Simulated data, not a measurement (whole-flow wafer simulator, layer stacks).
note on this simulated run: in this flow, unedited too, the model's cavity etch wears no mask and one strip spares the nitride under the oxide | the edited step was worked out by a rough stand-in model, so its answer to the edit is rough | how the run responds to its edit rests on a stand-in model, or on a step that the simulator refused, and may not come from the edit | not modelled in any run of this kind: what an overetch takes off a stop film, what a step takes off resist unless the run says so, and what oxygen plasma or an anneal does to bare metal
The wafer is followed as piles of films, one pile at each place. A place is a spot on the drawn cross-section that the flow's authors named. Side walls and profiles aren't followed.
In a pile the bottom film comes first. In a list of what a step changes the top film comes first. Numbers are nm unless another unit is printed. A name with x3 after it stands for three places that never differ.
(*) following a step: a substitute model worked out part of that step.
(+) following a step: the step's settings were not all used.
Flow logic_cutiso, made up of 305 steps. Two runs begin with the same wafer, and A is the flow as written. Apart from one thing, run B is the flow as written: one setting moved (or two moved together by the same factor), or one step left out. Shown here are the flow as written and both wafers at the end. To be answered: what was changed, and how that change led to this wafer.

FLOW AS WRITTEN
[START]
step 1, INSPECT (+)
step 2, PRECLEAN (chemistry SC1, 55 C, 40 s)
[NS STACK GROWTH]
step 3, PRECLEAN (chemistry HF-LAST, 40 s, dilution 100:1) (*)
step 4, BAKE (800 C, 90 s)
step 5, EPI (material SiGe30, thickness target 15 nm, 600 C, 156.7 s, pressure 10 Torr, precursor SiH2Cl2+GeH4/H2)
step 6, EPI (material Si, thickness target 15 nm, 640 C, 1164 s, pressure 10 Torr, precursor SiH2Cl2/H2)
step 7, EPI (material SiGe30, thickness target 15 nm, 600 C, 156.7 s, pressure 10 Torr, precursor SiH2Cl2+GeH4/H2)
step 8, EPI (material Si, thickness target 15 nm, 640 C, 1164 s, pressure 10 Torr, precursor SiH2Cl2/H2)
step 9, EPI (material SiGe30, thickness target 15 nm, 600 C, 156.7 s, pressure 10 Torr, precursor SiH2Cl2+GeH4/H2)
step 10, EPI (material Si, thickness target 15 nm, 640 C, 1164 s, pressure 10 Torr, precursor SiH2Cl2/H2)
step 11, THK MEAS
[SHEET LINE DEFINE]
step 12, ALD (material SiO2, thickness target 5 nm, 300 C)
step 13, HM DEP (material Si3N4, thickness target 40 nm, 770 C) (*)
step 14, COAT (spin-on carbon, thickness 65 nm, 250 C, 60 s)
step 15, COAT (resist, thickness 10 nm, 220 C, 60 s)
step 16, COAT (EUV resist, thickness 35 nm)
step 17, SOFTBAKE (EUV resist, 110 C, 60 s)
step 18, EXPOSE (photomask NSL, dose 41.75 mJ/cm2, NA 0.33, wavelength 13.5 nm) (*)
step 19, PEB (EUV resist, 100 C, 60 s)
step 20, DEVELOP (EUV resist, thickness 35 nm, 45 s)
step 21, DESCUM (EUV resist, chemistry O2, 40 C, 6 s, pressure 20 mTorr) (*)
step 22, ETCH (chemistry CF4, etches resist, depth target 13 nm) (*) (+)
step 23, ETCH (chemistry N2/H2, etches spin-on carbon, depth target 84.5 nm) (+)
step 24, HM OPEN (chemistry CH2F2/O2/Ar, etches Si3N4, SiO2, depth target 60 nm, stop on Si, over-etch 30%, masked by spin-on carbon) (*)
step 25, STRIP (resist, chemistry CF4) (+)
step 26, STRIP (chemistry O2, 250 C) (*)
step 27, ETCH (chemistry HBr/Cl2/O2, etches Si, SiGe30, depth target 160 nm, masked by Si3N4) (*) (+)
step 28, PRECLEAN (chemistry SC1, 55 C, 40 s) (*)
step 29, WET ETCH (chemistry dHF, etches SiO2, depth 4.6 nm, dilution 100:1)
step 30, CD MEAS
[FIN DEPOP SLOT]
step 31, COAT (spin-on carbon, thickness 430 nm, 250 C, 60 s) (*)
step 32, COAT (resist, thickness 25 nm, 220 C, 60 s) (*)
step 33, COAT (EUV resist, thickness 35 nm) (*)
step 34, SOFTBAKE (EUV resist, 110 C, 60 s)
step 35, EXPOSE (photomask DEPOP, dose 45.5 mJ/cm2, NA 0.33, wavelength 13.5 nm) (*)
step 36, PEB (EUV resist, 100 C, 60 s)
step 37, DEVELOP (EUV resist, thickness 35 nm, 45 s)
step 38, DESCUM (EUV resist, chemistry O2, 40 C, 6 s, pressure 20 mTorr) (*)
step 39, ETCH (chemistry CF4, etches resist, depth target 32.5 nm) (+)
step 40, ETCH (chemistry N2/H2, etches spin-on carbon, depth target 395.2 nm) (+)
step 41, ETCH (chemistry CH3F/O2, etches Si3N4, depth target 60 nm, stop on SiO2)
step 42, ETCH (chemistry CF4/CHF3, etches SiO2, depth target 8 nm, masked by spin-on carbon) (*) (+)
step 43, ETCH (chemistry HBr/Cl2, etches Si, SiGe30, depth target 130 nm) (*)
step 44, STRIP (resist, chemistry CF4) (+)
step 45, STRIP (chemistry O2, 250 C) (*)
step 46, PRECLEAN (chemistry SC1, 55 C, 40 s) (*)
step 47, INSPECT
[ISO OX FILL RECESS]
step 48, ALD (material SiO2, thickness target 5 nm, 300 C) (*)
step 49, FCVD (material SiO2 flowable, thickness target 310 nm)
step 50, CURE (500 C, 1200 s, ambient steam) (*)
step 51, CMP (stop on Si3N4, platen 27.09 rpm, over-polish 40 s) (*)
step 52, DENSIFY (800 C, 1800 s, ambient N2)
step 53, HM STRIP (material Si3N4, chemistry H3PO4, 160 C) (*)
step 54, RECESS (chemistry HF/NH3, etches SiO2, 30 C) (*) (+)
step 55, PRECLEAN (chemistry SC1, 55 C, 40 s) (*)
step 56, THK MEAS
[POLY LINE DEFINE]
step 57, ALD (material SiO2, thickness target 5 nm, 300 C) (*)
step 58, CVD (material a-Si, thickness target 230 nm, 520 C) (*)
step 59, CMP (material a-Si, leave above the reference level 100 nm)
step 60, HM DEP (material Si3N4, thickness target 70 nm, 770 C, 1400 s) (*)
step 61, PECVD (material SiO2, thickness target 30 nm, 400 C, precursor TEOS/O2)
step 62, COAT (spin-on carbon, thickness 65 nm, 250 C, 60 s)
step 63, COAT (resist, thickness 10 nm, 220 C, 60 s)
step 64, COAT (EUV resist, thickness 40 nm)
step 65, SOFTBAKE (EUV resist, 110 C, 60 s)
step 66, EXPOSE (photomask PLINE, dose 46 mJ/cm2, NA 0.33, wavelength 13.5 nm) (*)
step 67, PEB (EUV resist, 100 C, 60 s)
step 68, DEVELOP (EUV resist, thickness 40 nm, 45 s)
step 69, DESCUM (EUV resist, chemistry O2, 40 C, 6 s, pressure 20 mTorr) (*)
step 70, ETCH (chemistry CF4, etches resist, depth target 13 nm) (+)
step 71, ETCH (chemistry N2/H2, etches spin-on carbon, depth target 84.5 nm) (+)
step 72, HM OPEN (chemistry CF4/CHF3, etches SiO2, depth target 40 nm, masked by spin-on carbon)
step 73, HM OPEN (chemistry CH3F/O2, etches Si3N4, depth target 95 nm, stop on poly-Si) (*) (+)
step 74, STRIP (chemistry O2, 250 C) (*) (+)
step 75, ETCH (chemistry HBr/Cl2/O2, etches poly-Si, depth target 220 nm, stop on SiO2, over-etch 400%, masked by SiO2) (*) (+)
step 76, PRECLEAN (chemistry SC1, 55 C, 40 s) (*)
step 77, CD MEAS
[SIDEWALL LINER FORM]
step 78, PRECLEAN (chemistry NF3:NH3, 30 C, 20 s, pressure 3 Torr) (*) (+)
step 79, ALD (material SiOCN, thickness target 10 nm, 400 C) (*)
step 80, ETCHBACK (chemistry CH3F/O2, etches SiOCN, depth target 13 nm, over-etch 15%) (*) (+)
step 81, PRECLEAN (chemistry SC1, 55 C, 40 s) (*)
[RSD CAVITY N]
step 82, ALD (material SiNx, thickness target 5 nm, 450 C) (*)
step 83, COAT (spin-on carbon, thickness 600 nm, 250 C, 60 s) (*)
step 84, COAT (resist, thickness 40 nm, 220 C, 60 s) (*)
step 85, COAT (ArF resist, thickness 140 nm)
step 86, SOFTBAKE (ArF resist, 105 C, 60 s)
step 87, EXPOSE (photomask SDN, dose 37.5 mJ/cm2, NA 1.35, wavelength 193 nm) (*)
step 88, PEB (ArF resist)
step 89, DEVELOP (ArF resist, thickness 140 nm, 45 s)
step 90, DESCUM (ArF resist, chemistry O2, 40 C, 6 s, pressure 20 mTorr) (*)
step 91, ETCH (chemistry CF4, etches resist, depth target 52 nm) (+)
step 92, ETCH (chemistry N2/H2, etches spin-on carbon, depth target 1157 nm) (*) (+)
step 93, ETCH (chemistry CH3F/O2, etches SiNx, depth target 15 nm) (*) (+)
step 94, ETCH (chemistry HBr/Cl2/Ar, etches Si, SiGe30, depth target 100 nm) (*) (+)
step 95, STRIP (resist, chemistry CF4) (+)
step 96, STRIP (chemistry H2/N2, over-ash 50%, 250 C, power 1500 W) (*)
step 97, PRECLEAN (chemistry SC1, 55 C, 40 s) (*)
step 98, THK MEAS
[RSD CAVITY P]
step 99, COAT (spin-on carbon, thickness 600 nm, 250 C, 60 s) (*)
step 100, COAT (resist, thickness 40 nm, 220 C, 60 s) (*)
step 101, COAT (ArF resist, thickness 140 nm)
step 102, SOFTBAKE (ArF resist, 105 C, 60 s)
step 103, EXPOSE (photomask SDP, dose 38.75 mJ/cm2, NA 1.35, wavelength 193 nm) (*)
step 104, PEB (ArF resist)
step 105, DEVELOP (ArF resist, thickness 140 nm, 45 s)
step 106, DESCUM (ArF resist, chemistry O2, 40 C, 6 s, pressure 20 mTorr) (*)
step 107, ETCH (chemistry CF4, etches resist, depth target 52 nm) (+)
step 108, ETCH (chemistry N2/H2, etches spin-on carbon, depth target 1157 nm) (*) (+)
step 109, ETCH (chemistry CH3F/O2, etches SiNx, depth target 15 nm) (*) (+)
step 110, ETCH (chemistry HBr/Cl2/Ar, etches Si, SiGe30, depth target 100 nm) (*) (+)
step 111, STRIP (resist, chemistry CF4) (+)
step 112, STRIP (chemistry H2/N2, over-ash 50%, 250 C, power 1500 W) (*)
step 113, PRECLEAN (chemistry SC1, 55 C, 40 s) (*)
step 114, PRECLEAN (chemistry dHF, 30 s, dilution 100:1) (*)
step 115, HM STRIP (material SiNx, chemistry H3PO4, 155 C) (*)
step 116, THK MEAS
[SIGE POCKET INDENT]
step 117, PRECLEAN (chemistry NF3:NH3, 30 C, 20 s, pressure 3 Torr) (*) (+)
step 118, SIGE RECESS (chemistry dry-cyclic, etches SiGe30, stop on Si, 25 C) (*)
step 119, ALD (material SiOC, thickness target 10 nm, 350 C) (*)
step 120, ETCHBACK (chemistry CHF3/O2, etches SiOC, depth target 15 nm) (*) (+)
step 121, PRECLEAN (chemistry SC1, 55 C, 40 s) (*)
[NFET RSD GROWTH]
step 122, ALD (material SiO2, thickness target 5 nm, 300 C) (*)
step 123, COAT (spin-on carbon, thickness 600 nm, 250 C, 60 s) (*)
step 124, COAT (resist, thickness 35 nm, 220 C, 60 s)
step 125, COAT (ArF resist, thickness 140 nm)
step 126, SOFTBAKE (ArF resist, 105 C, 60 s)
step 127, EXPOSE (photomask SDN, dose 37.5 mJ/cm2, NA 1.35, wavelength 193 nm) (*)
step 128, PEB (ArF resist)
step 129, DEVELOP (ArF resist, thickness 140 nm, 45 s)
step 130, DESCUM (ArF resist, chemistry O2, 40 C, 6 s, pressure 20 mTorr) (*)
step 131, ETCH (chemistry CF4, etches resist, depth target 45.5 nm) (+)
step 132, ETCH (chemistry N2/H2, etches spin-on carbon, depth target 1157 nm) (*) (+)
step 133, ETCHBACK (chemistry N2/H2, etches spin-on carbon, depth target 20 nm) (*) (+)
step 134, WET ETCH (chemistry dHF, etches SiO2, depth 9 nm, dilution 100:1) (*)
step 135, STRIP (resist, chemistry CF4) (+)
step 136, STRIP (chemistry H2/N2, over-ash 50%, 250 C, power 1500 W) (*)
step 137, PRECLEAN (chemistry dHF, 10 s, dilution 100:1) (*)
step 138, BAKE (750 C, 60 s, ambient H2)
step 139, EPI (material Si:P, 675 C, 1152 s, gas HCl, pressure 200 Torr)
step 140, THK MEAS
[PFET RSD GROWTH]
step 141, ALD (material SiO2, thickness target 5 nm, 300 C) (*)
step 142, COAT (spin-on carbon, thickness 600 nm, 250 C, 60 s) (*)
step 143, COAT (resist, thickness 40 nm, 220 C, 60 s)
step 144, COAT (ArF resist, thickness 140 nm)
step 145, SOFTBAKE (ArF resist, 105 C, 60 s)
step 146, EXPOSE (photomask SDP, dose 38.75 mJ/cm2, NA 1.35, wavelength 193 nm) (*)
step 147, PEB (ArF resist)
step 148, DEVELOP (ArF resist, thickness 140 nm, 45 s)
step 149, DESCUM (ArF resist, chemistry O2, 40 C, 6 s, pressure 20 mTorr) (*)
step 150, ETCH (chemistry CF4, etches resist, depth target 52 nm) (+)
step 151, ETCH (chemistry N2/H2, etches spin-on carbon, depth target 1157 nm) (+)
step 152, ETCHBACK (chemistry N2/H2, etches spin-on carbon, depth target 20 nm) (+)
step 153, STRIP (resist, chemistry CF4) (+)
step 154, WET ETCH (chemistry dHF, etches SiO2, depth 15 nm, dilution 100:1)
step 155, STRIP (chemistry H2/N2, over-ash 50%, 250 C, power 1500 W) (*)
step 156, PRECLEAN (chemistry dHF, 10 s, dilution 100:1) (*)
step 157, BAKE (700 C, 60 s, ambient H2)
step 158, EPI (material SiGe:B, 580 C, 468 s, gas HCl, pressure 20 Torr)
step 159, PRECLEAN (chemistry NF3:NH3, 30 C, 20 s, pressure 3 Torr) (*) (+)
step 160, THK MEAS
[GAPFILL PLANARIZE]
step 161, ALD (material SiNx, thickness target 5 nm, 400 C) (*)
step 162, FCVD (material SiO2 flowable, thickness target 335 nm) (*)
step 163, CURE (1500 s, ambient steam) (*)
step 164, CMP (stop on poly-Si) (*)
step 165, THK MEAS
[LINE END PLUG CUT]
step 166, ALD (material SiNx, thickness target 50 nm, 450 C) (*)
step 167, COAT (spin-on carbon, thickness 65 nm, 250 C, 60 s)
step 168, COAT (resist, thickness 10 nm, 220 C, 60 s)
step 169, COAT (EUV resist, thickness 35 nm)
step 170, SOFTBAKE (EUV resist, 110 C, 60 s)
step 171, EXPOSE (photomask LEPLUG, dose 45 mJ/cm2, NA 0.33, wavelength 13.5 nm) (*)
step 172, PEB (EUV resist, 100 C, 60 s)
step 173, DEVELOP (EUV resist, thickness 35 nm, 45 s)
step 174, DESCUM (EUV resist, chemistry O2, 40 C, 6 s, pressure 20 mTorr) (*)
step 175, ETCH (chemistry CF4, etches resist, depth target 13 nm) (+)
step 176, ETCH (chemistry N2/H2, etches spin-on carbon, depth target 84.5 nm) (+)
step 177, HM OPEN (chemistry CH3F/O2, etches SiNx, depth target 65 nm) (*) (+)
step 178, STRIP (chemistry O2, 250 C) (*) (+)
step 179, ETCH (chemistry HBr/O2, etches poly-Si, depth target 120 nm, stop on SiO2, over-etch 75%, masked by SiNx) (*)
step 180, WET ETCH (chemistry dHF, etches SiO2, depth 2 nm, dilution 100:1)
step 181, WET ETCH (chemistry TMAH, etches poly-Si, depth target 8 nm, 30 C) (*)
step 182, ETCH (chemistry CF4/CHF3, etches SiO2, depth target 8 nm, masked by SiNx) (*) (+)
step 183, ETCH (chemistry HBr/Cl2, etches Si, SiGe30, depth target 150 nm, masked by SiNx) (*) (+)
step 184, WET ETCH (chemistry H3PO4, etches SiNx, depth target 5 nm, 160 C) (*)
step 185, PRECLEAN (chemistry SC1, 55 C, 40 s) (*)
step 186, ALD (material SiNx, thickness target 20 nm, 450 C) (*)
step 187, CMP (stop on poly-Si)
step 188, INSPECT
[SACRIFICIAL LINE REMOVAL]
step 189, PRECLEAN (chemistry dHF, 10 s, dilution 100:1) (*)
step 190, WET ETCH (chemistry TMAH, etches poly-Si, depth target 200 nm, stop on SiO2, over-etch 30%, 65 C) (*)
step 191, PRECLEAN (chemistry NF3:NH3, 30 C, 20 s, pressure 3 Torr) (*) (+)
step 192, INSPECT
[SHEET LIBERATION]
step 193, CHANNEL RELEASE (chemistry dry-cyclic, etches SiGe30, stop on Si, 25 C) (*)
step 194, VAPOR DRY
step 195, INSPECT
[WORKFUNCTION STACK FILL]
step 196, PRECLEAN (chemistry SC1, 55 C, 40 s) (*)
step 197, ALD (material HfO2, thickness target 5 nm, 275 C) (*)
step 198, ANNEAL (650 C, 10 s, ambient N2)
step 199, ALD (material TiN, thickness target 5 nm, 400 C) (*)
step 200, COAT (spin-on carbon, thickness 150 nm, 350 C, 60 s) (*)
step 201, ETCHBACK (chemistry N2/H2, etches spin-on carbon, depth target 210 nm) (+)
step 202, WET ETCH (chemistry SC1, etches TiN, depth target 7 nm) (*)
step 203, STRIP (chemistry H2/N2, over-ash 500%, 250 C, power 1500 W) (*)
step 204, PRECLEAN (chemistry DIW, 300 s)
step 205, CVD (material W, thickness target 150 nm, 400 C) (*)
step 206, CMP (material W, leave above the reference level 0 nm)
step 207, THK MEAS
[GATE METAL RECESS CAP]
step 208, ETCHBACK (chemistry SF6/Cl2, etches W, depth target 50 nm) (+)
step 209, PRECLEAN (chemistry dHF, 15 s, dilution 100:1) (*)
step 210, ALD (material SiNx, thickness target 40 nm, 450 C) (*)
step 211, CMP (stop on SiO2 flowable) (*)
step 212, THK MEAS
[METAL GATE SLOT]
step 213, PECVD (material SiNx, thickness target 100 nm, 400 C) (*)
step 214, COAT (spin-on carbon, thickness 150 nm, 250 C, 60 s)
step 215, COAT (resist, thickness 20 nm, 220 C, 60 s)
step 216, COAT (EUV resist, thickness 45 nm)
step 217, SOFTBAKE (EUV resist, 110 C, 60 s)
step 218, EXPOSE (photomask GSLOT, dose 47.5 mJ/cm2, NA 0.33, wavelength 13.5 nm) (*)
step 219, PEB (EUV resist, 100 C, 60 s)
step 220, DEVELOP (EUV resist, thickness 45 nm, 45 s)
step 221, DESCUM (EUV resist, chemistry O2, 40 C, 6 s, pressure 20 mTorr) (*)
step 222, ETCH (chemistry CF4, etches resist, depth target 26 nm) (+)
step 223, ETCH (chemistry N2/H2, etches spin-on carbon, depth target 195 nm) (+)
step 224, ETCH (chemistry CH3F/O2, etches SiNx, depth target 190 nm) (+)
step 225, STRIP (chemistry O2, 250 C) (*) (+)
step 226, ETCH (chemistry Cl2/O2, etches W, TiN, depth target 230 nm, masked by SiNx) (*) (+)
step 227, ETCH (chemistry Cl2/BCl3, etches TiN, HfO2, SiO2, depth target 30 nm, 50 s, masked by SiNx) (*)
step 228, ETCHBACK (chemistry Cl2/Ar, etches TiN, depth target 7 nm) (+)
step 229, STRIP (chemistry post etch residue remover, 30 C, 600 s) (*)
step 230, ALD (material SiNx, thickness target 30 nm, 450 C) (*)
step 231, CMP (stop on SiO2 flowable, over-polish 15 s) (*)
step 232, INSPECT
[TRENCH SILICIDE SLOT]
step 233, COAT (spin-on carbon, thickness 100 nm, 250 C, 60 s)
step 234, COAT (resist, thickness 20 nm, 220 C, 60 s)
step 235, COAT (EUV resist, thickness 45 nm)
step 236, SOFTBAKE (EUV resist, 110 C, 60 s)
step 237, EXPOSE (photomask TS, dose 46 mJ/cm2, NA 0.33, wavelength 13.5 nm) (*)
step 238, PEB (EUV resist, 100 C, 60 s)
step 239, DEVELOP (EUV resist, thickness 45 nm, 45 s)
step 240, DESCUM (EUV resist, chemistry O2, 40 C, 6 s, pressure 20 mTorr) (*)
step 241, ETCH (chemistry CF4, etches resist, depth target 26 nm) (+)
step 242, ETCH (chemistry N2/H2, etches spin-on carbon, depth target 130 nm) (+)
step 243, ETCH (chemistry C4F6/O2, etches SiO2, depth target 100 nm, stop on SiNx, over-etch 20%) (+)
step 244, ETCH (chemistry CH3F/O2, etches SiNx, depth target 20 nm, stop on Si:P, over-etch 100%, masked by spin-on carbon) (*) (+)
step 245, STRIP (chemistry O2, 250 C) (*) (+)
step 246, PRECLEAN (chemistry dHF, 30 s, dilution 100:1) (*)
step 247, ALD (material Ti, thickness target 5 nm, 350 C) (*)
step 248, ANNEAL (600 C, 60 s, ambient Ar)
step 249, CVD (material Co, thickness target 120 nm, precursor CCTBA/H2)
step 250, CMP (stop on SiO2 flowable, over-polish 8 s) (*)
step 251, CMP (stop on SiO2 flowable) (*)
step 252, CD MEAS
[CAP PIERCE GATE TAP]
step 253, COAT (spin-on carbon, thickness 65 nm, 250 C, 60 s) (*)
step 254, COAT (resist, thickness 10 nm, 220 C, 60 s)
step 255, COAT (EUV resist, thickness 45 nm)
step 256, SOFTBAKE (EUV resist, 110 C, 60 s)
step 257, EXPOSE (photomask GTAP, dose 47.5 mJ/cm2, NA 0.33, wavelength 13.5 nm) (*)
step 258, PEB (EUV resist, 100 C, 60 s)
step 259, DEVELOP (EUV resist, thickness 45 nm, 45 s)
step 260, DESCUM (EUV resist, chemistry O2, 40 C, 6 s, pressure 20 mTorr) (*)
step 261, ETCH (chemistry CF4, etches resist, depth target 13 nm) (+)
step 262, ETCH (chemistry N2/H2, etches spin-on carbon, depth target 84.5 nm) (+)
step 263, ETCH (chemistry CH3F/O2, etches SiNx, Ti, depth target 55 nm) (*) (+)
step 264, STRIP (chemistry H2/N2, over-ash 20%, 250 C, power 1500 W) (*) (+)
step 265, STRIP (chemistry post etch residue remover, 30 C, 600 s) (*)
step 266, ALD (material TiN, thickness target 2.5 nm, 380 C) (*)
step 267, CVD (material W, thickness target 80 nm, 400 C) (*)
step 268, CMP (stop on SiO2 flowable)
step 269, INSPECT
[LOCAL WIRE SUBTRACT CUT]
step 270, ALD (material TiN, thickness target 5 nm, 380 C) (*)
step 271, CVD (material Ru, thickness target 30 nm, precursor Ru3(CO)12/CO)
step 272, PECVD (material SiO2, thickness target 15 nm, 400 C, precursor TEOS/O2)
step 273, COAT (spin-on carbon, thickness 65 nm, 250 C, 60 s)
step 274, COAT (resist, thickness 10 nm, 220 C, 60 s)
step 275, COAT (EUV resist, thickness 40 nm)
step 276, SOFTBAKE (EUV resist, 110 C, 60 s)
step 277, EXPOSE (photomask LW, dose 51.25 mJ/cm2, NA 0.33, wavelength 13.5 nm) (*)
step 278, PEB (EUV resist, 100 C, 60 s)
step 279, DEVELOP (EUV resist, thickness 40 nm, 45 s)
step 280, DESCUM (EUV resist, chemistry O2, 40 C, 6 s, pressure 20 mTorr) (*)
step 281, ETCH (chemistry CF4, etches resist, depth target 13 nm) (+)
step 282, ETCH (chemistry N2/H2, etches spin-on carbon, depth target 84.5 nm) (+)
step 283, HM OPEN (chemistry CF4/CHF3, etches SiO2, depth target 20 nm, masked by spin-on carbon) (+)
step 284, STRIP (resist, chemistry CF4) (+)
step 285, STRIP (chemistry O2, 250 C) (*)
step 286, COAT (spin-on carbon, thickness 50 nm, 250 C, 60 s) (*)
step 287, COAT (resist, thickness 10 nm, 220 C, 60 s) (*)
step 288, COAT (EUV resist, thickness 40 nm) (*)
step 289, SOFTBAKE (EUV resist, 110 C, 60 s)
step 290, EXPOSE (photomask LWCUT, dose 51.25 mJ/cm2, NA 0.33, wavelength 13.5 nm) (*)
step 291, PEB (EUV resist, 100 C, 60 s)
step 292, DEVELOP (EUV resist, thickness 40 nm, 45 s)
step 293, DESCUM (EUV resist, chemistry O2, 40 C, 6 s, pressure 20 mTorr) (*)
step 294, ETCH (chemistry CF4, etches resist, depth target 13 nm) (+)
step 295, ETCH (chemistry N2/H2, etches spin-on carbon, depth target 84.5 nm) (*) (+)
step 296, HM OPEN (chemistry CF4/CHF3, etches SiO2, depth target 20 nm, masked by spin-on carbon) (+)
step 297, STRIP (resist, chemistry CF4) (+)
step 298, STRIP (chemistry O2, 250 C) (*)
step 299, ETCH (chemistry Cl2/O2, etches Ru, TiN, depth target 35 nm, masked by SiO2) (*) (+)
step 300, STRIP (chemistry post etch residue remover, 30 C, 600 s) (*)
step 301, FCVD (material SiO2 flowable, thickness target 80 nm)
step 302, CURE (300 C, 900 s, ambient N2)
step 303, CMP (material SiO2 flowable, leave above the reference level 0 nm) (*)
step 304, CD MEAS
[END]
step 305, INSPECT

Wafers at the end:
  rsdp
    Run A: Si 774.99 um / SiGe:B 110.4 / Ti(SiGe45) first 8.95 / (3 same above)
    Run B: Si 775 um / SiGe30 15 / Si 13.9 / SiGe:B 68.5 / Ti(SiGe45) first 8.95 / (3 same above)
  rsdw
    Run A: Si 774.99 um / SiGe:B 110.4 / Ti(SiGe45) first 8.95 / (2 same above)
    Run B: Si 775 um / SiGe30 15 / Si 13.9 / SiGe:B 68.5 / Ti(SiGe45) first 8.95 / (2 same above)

What caused this: step 110, ETCH: depth target 45 nm was run, whereas the flow has depth target 100 nm.

How this came from the change, step by step:
  step 110, ETCH (chemistry HBr/Cl2/Ar, etches Si, SiGe30, depth target 100 nm) (*) (+)
      rsdp, rsdw: A chemical SiO2 loses 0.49 (all of it), Si loses 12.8 (all of it), SiGe30 loses 15 (all of it), Si loses 15 (all of it), SiGe30 loses 15 (all of it), Si loses 15 (all of it), SiGe30 loses 15 (all of it), Si loses 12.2 | B chemical SiO2 loses 0.49 (all of it), Si loses 12.8 (all of it), SiGe30 loses 15 (all of it), Si loses 15 (all of it), SiGe30 loses 2.17
  step 115, HM STRIP (material SiNx, chemistry H3PO4, 155 C) (*)
      rsdp, rsdw: A chemical SiO2 gains 0.5 (new film), Si loses 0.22 | B chemical SiO2 gains 0.5 (new film), SiGe30 loses 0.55
  step 118, SIGE RECESS (chemistry dry-cyclic, etches SiGe30, stop on Si, 25 C) (*)
      rsdp, rsdw: A nothing | B SiGe30 loses 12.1 (all of it)
  step 120, ETCHBACK (chemistry CHF3/O2, etches SiOC, depth target 15 nm) (*) (+)
      rsdp, rsdw: A SiOC loses 10 (all of it) | B SiOC loses 10 (all of it), Si loses 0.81
  step 123, COAT (spin-on carbon, thickness 600 nm, 250 C, 60 s) (*)
      rsdp, rsdw: A spin-on carbon gains 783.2 (new film) | B spin-on carbon gains 746.5 (new film)
  step 136, STRIP (chemistry H2/N2, over-ash 50%, 250 C, power 1500 W) (*)
      rsdp, rsdw: A spin-on carbon loses 783.2 (all of it) | B spin-on carbon loses 746.5 (all of it)
  step 142, COAT (spin-on carbon, thickness 600 nm, 250 C, 60 s) (*)
      rsdp: A spin-on carbon gains 806.8 (new film) | B spin-on carbon gains 769.2 (new film)
      rsdw: A spin-on carbon gains 806.7 (new film) | B spin-on carbon gains 769.2 (new film)
  step 151, ETCH (chemistry N2/H2, etches spin-on carbon, depth target 1157 nm) (+)
      rsdp, rsdw: A spin-on carbon loses 800.8 (all of it) | B spin-on carbon loses 763.2 (all of it), SiO2 loses 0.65
  step 154, WET ETCH (chemistry dHF, etches SiO2, depth 15 nm, dilution 100:1)
      rsdp: A SiO2 loses 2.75 (all of it), chemical SiO2 loses 0.49 (all of it) | B SiO2 loses 1.72 (all of it), chemical SiO2 loses 0.49 (all of it)
      rsdw: A SiO2 loses 2.25 (all of it), chemical SiO2 loses 0.49 (all of it) | B SiO2 loses 1.14 (all of it), chemical SiO2 loses 0.49 (all of it)
  step 158, EPI (material SiGe:B, 580 C, 468 s, gas HCl, pressure 20 Torr)
      rsdp, rsdw: A SiGe:B gains 116.8 (new film) | B SiGe:B gains 75 (new film)
